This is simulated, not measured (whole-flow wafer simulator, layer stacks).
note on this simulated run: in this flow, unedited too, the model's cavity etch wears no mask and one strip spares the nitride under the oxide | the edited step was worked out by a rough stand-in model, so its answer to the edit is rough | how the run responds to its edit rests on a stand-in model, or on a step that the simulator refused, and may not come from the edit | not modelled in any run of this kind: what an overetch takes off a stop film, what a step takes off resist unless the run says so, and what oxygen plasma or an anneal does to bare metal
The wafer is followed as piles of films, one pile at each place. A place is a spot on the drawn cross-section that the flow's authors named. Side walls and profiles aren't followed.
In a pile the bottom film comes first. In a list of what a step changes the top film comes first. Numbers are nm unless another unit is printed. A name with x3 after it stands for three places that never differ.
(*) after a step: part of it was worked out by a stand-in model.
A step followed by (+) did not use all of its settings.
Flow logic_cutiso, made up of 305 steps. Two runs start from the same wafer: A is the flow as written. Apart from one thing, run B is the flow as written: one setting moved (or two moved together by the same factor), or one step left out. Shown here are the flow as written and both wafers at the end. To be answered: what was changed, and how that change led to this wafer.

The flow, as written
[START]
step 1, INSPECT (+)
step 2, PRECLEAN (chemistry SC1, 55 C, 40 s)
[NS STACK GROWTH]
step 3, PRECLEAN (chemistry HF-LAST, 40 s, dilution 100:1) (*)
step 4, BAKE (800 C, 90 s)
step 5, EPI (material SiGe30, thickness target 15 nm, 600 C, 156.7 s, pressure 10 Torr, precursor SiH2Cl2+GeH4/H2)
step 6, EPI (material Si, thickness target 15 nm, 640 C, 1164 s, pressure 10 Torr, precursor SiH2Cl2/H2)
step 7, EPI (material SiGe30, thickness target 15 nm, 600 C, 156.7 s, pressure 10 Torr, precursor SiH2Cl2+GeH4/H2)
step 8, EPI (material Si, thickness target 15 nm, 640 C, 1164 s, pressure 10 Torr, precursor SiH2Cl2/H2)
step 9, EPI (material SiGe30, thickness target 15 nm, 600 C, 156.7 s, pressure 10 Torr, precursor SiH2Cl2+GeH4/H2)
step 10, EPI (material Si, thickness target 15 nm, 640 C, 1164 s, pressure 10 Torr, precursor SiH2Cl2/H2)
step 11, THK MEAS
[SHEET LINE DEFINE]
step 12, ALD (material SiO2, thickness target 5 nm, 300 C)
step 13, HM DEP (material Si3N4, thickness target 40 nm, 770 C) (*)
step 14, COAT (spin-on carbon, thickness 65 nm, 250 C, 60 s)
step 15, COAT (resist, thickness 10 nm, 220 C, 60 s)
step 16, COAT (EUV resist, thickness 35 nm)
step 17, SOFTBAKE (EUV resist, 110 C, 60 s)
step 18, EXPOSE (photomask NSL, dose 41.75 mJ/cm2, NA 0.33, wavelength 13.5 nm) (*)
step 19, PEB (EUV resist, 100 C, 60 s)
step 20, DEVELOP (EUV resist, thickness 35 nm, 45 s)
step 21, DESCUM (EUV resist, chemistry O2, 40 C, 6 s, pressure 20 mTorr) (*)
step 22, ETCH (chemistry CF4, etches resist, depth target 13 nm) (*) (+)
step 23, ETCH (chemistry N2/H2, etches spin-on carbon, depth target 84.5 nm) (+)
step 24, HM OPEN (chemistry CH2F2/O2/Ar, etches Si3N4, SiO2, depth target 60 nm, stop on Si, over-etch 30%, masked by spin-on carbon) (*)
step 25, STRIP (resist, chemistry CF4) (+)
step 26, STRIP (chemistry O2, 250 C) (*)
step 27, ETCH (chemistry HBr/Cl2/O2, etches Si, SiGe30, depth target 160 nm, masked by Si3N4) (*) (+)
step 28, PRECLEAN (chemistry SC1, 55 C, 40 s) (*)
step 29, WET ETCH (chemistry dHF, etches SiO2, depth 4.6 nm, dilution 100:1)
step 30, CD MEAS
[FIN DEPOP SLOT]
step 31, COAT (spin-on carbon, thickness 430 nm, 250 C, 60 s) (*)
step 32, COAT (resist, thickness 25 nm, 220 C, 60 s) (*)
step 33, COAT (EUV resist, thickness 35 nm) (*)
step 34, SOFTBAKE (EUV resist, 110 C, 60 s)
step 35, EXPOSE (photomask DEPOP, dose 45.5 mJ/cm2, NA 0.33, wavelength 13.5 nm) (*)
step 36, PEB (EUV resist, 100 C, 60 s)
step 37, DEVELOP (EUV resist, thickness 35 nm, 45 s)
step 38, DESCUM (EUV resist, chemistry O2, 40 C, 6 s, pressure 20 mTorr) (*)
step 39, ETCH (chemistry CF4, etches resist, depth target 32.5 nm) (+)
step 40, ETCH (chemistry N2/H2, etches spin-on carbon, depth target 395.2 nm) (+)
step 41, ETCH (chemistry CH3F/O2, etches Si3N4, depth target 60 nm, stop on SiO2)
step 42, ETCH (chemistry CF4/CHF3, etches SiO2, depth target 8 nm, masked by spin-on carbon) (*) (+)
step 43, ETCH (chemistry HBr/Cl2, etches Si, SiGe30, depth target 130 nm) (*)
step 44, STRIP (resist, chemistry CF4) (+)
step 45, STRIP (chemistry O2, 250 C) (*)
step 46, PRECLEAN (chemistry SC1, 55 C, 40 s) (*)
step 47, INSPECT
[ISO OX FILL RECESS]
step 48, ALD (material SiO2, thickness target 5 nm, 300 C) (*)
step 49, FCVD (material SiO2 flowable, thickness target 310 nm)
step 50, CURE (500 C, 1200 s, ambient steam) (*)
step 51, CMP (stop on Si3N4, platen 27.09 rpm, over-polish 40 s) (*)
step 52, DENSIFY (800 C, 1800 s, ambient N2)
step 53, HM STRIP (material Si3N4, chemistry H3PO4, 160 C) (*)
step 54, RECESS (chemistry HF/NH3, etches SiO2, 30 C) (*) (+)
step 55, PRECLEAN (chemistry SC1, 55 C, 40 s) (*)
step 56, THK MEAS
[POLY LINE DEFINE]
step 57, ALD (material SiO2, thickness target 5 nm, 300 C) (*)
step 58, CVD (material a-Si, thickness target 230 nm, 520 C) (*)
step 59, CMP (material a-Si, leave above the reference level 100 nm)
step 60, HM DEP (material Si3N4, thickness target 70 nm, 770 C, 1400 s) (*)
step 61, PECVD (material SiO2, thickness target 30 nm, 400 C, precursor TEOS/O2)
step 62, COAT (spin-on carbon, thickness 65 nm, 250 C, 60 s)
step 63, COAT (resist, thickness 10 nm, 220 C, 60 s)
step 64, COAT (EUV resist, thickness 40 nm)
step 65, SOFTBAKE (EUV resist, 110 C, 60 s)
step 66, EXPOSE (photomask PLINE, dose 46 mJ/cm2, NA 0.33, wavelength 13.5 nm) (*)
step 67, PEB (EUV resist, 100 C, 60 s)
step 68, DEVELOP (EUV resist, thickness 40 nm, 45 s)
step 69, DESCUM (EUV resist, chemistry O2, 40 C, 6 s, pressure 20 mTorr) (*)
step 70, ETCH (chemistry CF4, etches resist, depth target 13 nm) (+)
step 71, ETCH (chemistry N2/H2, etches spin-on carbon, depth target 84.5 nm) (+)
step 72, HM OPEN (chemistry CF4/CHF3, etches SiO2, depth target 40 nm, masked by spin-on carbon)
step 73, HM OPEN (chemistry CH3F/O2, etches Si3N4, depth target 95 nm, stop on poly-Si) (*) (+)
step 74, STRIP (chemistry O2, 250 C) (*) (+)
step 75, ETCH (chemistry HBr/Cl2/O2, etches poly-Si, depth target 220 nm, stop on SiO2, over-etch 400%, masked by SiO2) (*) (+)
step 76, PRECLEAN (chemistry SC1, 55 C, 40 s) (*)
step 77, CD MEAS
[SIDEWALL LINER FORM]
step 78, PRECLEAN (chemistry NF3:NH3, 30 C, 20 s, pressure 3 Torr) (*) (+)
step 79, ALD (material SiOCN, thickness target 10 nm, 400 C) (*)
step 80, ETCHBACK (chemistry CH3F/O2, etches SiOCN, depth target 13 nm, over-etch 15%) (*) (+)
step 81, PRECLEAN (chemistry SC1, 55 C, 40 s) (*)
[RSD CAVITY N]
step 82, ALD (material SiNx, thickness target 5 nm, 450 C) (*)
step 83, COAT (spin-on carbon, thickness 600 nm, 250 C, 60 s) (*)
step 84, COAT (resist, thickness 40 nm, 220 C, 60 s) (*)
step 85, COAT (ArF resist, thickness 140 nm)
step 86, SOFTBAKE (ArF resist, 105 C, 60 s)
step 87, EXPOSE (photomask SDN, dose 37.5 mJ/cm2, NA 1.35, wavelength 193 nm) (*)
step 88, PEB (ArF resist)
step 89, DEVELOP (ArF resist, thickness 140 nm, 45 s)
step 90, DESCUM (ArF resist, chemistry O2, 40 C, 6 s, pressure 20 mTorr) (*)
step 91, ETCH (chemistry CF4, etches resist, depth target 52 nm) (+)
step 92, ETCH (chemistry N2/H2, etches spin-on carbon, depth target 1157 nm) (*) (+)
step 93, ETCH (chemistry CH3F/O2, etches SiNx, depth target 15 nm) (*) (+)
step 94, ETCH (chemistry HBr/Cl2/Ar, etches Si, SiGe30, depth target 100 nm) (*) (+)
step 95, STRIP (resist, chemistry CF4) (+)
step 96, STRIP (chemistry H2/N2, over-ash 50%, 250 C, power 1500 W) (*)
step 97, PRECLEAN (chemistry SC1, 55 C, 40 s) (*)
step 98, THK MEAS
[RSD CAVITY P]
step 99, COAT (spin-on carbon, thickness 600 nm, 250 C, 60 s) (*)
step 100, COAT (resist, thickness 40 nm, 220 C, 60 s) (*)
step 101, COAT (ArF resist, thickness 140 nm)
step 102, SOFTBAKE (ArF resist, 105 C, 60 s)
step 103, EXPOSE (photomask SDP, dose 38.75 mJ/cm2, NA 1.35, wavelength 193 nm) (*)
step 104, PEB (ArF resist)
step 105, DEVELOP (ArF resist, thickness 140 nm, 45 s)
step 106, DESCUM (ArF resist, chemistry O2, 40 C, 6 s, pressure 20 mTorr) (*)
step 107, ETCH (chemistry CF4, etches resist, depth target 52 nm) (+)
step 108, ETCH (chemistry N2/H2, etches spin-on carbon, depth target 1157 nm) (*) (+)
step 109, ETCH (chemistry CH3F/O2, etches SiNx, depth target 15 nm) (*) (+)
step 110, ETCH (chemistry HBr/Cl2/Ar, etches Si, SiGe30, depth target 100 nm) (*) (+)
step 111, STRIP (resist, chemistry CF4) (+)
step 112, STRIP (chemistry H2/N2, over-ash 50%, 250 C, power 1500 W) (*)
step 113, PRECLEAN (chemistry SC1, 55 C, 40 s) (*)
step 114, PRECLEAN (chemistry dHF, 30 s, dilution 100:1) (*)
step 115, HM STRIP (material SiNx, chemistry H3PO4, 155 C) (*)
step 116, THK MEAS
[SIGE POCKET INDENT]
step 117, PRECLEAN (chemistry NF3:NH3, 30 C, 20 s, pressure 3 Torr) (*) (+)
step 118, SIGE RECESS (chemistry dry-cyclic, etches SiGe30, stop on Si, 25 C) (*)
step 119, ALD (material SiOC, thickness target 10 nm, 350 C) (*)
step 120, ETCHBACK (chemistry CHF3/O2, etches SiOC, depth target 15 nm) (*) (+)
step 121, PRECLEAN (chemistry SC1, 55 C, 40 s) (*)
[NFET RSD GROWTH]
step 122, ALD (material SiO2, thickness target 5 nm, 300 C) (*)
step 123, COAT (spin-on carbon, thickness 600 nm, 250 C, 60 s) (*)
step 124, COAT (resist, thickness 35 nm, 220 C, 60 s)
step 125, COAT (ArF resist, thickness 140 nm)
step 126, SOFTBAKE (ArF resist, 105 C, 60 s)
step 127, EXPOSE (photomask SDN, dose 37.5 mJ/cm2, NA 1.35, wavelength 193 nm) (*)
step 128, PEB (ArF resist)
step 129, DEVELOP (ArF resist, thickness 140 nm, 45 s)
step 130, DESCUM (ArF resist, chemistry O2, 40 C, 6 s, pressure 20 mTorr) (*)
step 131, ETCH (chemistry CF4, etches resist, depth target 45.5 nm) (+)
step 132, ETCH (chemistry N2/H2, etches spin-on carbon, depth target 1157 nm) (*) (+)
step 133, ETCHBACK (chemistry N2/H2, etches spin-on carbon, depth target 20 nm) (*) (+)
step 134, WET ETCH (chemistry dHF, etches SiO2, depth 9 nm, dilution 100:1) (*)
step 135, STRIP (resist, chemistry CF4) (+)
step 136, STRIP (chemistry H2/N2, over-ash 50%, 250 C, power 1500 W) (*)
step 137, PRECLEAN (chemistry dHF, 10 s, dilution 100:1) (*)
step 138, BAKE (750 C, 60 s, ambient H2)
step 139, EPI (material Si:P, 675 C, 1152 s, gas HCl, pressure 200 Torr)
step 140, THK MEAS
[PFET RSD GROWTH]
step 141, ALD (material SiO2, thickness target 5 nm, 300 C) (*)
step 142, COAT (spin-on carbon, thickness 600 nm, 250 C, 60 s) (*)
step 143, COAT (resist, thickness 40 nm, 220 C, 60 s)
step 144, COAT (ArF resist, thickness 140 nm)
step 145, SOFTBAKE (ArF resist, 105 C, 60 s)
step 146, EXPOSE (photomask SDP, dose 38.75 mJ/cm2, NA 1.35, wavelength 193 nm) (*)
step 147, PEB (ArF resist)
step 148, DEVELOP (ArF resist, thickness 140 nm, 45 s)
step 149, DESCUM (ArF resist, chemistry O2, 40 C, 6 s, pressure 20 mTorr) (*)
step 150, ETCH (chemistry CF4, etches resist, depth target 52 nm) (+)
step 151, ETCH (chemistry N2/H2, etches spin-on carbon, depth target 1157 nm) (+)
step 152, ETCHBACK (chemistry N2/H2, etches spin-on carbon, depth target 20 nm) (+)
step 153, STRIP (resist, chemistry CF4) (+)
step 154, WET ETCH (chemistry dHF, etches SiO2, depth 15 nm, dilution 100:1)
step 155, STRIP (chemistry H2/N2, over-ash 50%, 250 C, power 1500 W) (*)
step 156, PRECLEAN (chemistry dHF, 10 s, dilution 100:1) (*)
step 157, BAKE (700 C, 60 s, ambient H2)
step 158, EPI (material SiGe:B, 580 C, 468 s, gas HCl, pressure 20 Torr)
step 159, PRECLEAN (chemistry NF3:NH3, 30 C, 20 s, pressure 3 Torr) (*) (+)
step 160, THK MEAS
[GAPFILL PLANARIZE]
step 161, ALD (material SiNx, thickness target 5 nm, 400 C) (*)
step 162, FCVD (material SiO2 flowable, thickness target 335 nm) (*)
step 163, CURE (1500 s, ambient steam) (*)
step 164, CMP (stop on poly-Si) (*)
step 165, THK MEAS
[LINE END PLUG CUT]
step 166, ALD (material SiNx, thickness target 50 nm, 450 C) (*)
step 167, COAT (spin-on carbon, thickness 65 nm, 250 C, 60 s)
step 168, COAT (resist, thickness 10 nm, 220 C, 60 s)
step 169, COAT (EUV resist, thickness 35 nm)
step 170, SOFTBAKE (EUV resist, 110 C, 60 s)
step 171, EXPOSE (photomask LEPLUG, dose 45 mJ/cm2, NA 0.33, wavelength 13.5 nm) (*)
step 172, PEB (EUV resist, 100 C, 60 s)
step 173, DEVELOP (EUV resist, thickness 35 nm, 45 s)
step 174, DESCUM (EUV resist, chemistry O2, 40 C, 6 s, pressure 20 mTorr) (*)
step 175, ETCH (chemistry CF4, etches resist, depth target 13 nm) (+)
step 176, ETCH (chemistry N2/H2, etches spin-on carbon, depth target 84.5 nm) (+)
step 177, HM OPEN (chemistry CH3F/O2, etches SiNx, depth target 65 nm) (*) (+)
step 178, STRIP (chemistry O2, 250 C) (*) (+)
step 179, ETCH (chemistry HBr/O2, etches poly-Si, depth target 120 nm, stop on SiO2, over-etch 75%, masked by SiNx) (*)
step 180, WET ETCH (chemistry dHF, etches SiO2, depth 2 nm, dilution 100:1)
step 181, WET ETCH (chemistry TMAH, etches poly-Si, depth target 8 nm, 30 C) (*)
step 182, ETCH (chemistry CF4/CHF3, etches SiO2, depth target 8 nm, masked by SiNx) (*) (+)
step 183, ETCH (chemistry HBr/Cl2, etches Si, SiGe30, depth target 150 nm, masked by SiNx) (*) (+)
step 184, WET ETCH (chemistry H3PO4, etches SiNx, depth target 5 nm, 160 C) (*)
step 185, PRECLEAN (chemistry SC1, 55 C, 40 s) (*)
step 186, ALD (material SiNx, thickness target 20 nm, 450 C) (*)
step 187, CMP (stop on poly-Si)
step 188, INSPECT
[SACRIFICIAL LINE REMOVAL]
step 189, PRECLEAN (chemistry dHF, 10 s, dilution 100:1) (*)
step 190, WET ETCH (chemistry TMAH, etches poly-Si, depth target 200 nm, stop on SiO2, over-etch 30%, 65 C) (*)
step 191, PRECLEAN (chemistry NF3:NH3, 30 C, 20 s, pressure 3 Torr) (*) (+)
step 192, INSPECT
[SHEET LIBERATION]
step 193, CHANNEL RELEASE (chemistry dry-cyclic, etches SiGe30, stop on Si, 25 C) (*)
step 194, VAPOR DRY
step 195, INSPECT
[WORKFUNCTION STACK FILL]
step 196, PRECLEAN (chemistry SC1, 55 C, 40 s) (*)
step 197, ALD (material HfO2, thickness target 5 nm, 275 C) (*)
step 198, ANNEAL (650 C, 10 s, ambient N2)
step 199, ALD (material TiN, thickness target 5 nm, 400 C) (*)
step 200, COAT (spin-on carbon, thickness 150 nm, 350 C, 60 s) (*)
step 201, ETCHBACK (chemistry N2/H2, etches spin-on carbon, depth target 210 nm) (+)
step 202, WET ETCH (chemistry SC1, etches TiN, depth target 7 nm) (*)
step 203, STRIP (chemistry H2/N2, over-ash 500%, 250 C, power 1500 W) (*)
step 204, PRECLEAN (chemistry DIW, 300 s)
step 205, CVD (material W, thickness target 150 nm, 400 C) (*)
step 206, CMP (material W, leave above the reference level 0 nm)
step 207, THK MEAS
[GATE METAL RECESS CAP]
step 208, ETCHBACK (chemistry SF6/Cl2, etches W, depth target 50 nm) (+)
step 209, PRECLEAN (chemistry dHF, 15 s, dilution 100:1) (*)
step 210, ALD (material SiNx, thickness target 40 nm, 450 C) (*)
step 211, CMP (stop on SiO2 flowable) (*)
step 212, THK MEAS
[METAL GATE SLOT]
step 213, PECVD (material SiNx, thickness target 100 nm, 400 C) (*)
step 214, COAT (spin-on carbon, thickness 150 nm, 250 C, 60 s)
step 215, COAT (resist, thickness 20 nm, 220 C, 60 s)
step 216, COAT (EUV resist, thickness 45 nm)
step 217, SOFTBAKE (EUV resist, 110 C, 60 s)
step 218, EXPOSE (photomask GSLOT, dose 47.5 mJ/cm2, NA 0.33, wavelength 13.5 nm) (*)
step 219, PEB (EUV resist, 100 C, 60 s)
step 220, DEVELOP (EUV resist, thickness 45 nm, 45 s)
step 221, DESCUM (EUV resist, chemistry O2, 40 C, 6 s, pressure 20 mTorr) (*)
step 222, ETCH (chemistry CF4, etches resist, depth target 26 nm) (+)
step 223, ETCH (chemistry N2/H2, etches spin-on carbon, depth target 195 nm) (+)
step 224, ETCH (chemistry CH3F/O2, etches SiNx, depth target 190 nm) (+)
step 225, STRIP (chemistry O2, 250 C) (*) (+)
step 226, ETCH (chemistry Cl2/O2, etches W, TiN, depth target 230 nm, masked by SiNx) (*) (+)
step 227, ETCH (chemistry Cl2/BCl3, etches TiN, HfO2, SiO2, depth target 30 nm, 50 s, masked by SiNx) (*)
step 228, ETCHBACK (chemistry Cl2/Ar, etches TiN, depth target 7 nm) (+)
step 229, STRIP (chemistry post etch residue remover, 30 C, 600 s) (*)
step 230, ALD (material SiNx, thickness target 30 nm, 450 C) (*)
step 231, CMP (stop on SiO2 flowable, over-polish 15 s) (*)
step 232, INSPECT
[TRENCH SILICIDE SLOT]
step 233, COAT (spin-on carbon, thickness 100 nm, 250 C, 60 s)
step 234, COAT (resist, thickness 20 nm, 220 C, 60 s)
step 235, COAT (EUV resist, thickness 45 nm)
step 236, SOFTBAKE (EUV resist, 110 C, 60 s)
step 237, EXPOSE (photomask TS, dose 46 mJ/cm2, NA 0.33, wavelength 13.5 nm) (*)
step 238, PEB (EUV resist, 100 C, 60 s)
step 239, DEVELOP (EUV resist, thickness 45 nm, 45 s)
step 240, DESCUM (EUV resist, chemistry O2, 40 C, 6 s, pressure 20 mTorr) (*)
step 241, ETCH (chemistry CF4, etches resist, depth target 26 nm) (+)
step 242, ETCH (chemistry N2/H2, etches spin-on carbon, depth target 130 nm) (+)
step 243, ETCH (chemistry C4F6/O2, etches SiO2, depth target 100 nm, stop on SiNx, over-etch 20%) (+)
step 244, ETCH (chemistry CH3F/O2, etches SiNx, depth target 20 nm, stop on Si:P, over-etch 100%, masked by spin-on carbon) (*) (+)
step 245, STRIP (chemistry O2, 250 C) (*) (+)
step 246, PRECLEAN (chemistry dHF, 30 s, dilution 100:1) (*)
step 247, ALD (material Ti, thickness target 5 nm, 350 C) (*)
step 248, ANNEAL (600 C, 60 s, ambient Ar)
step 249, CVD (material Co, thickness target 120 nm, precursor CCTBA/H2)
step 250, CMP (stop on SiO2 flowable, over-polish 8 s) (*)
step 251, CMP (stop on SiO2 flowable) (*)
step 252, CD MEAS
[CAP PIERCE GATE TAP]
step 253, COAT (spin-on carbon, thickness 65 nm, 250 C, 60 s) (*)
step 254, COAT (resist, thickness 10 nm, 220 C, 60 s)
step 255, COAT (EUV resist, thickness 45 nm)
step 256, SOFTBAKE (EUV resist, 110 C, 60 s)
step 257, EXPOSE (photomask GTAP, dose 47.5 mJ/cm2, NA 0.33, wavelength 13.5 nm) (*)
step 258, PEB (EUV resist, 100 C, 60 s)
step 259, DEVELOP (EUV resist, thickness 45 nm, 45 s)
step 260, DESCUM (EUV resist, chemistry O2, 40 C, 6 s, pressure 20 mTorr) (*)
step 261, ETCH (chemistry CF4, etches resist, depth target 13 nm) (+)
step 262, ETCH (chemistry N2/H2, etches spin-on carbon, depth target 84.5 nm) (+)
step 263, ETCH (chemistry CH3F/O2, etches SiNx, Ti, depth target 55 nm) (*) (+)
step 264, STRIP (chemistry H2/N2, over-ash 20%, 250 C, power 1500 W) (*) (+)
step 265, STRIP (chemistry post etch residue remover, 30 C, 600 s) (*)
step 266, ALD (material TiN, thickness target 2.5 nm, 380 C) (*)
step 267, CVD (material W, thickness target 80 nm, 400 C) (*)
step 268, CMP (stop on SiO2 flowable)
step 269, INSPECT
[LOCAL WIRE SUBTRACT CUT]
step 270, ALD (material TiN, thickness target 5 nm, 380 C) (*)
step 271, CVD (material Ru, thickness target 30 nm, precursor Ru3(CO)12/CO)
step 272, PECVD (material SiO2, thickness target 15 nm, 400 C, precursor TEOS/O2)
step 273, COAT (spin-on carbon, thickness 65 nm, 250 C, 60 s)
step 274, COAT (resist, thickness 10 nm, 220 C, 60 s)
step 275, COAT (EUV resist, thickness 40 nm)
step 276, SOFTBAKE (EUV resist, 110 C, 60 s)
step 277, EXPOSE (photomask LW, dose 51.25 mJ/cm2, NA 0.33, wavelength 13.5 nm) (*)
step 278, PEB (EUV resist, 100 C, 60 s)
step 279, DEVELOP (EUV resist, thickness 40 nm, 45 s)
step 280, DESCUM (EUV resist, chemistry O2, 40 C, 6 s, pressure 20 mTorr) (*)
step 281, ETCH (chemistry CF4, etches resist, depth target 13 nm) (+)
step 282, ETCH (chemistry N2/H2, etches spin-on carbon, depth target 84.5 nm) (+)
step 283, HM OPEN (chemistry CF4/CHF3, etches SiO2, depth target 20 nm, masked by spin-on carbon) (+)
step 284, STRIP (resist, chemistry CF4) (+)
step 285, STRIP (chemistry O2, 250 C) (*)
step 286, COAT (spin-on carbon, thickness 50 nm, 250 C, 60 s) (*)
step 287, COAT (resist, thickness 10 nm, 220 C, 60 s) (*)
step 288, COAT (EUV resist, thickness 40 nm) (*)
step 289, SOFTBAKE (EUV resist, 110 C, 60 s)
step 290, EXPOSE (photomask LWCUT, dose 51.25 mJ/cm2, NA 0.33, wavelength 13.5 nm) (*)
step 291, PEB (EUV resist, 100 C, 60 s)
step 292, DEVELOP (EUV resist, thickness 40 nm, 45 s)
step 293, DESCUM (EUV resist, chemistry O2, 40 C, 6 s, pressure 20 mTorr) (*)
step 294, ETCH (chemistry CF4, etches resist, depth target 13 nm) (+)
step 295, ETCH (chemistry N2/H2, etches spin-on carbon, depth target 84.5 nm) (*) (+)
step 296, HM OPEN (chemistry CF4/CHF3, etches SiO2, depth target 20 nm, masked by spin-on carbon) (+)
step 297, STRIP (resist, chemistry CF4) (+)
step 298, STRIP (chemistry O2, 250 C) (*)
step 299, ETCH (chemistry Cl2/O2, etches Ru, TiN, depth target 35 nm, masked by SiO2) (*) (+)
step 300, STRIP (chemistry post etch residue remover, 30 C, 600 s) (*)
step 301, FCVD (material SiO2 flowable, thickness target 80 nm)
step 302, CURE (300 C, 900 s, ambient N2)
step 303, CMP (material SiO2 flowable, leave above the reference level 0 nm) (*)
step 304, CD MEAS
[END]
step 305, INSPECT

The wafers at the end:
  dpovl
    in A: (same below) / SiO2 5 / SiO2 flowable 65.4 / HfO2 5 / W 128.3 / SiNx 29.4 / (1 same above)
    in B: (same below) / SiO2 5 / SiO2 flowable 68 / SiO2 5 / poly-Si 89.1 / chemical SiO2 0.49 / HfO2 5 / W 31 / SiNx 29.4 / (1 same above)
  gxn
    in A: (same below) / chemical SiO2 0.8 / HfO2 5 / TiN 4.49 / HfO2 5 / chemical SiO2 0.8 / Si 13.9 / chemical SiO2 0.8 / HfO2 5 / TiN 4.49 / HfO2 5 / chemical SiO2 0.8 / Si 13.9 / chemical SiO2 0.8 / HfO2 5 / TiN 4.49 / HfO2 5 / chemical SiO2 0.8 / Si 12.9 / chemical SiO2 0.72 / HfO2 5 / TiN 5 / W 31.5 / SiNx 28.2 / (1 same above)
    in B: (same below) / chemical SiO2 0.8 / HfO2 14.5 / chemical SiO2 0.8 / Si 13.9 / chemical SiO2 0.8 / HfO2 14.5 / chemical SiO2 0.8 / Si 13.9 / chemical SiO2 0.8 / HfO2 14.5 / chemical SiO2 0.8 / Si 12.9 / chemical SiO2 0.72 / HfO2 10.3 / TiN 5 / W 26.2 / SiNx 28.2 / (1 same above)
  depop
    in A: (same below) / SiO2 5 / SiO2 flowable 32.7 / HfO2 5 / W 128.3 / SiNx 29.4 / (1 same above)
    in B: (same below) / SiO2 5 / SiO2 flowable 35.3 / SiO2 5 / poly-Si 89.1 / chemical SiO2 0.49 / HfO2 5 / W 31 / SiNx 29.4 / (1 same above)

The reason: step 190, WET ETCH: depth target 100 nm was run, though the flow has depth target 200 nm.

How this came from the change, step by step:
  step 190, WET ETCH (chemistry TMAH, etches poly-Si, depth target 200 nm, stop on SiO2, over-etch 30%, 65 C) (*)
      depop, dpovl, gfld, gxf, isow, nsgap: A poly-Si loses 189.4 (all of it) | B poly-Si loses 100
  step 191, PRECLEAN (chemistry NF3:NH3, 30 C, 20 s, pressure 3 Torr) (*) (+)
      depop, dpovl, gfld, gxf, isow, nsgap: A SiO2 loses 5 (all of it), SiO2 flowable loses 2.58 | B nothing
  step 197, ALD (material HfO2, thickness target 5 nm, 275 C) (*)
      gxn, gxp: A HfO2 gains 5 (new film), HfO2 gains 5 (new film), cavity loses 10, HfO2 gains 5 (new film), HfO2 gains 5 (new film), cavity loses 10, HfO2 gains 5 (new film), HfO2 gains 5 (new film), cavity loses 10, HfO2 gains 5 (new film) | B HfO2 gains 10.3 (new film), HfO2 gains 14.5 (new film), cavity loses 14.5 (all of it), HfO2 gains 14.5 (new film), cavity loses 14.5 (all of it), HfO2 gains 14.5 (new film), cavity loses 14.5 (all of it)
      gxf: A HfO2 gains 7.7 (new film) | B HfO2 gains 5 (new film)
  step 199, ALD (material TiN, thickness target 5 nm, 400 C) (*)
      gxn, gxp: A TiN gains 5 (new film), TiN gains 4.49 (new film), cavity loses 4.49 (all of it), TiN gains 4.49 (new film), cavity loses 4.49 (all of it), TiN gains 4.49 (new film), cavity loses 4.49 (all of it) | B TiN gains 5 (new film)
      gfld: A TiN gains 7.64 (new film) | B TiN gains 5 (new film)
  step 200, COAT (spin-on carbon, thickness 150 nm, 350 C, 60 s) (*)
      depop: A spin-on carbon gains 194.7 (new film) | B spin-on carbon gains 149 (new film)
      dpovl: A spin-on carbon gains 194.8 (new film) | B spin-on carbon gains 149 (new film)
      (as well as at 5 more places)
  step 201, ETCHBACK (chemistry N2/H2, etches spin-on carbon, depth target 210 nm) (+)
      depop: A spin-on carbon loses 194.7 (all of it) | B spin-on carbon loses 149 (all of it)
      dpovl: A spin-on carbon loses 194.8 (all of it) | B spin-on carbon loses 149 (all of it)
      (as well as at 3 more places)
  step 203, STRIP (chemistry H2/N2, over-ash 500%, 250 C, power 1500 W) (*)
      gl, glp: A spin-on carbon loses 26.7 (all of it) | B spin-on carbon loses 28.9 (all of it)
      gxn, gxp: A spin-on carbon loses 26.8 (all of it) | B spin-on carbon loses 23.9 (all of it)
      (as well as at 3 more places)
  step 205, CVD (material W, thickness target 150 nm, 400 C) (*)
      depop, dpovl, isow, nsgap: A W gains 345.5 (new film) | B W gains 248.2 (new film)
      gxn, gxp: A W gains 248.7 (new film) | B W gains 243.4 (new film)
      (as well as at 2 more places)
  step 226, ETCH (chemistry Cl2/O2, etches W, TiN, depth target 230 nm, masked by SiNx) (*) (+)
      depop, dpovl, gl and 18 more: A SiNx loses 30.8 | B SiNx loses 6.45
      gfld: A W loses 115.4 (all of it), TiN loses 7.64 (all of it), HfO2 loses 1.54 | B W loses 20.8 (all of it), TiN loses 5 (all of it), HfO2 loses 0.32
  step 227, ETCH (chemistry Cl2/BCl3, etches TiN, HfO2, SiO2, depth target 30 nm, 50 s, masked by SiNx) (*)
      gfld: A HfO2 loses 3.46 (all of it), SiO2 flowable loses 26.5 | B HfO2 loses 4.68 (all of it), chemical SiO2 loses 0.49 (all of it), poly-Si loses 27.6
  step 228, ETCHBACK (chemistry Cl2/Ar, etches TiN, depth target 7 nm) (+)
      gfld: A SiO2 flowable loses 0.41 | B poly-Si loses 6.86
  step 230, ALD (material SiNx, thickness target 30 nm, 450 C) (*)
      gfld: A SiNx gains 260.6 (new film) | B SiNx gains 195.7 (new film)
  step 231, CMP (stop on SiO2 flowable, over-polish 15 s) (*)
      depop, dpovl, gl and 9 more: A SiNx loses 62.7 | B SiNx loses 87
      lnr, lnri, lnrp, lnrt: A SiNx loses 61 (all of it), SiOCN loses 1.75 | B SiNx loses 85.3 (all of it), SiOCN loses 1.75
      (as well as at 6 more places)
With metal films that touch counted as one body, gxn has 1 body; the flow as written gives 4 bodies (between them, from the top down: HfO2 5 / chemical SiO2 0.72 / Si 12.9 / chemical SiO2 0.8 / HfO2 5; HfO2 5 / chemical SiO2 0.8 / Si 13.9 / chemical SiO2 0.8 / HfO2 5; HfO2 5 / chemical SiO2 0.8 / Si 13.9 / chemical SiO2 0.8 / HfO2 5).
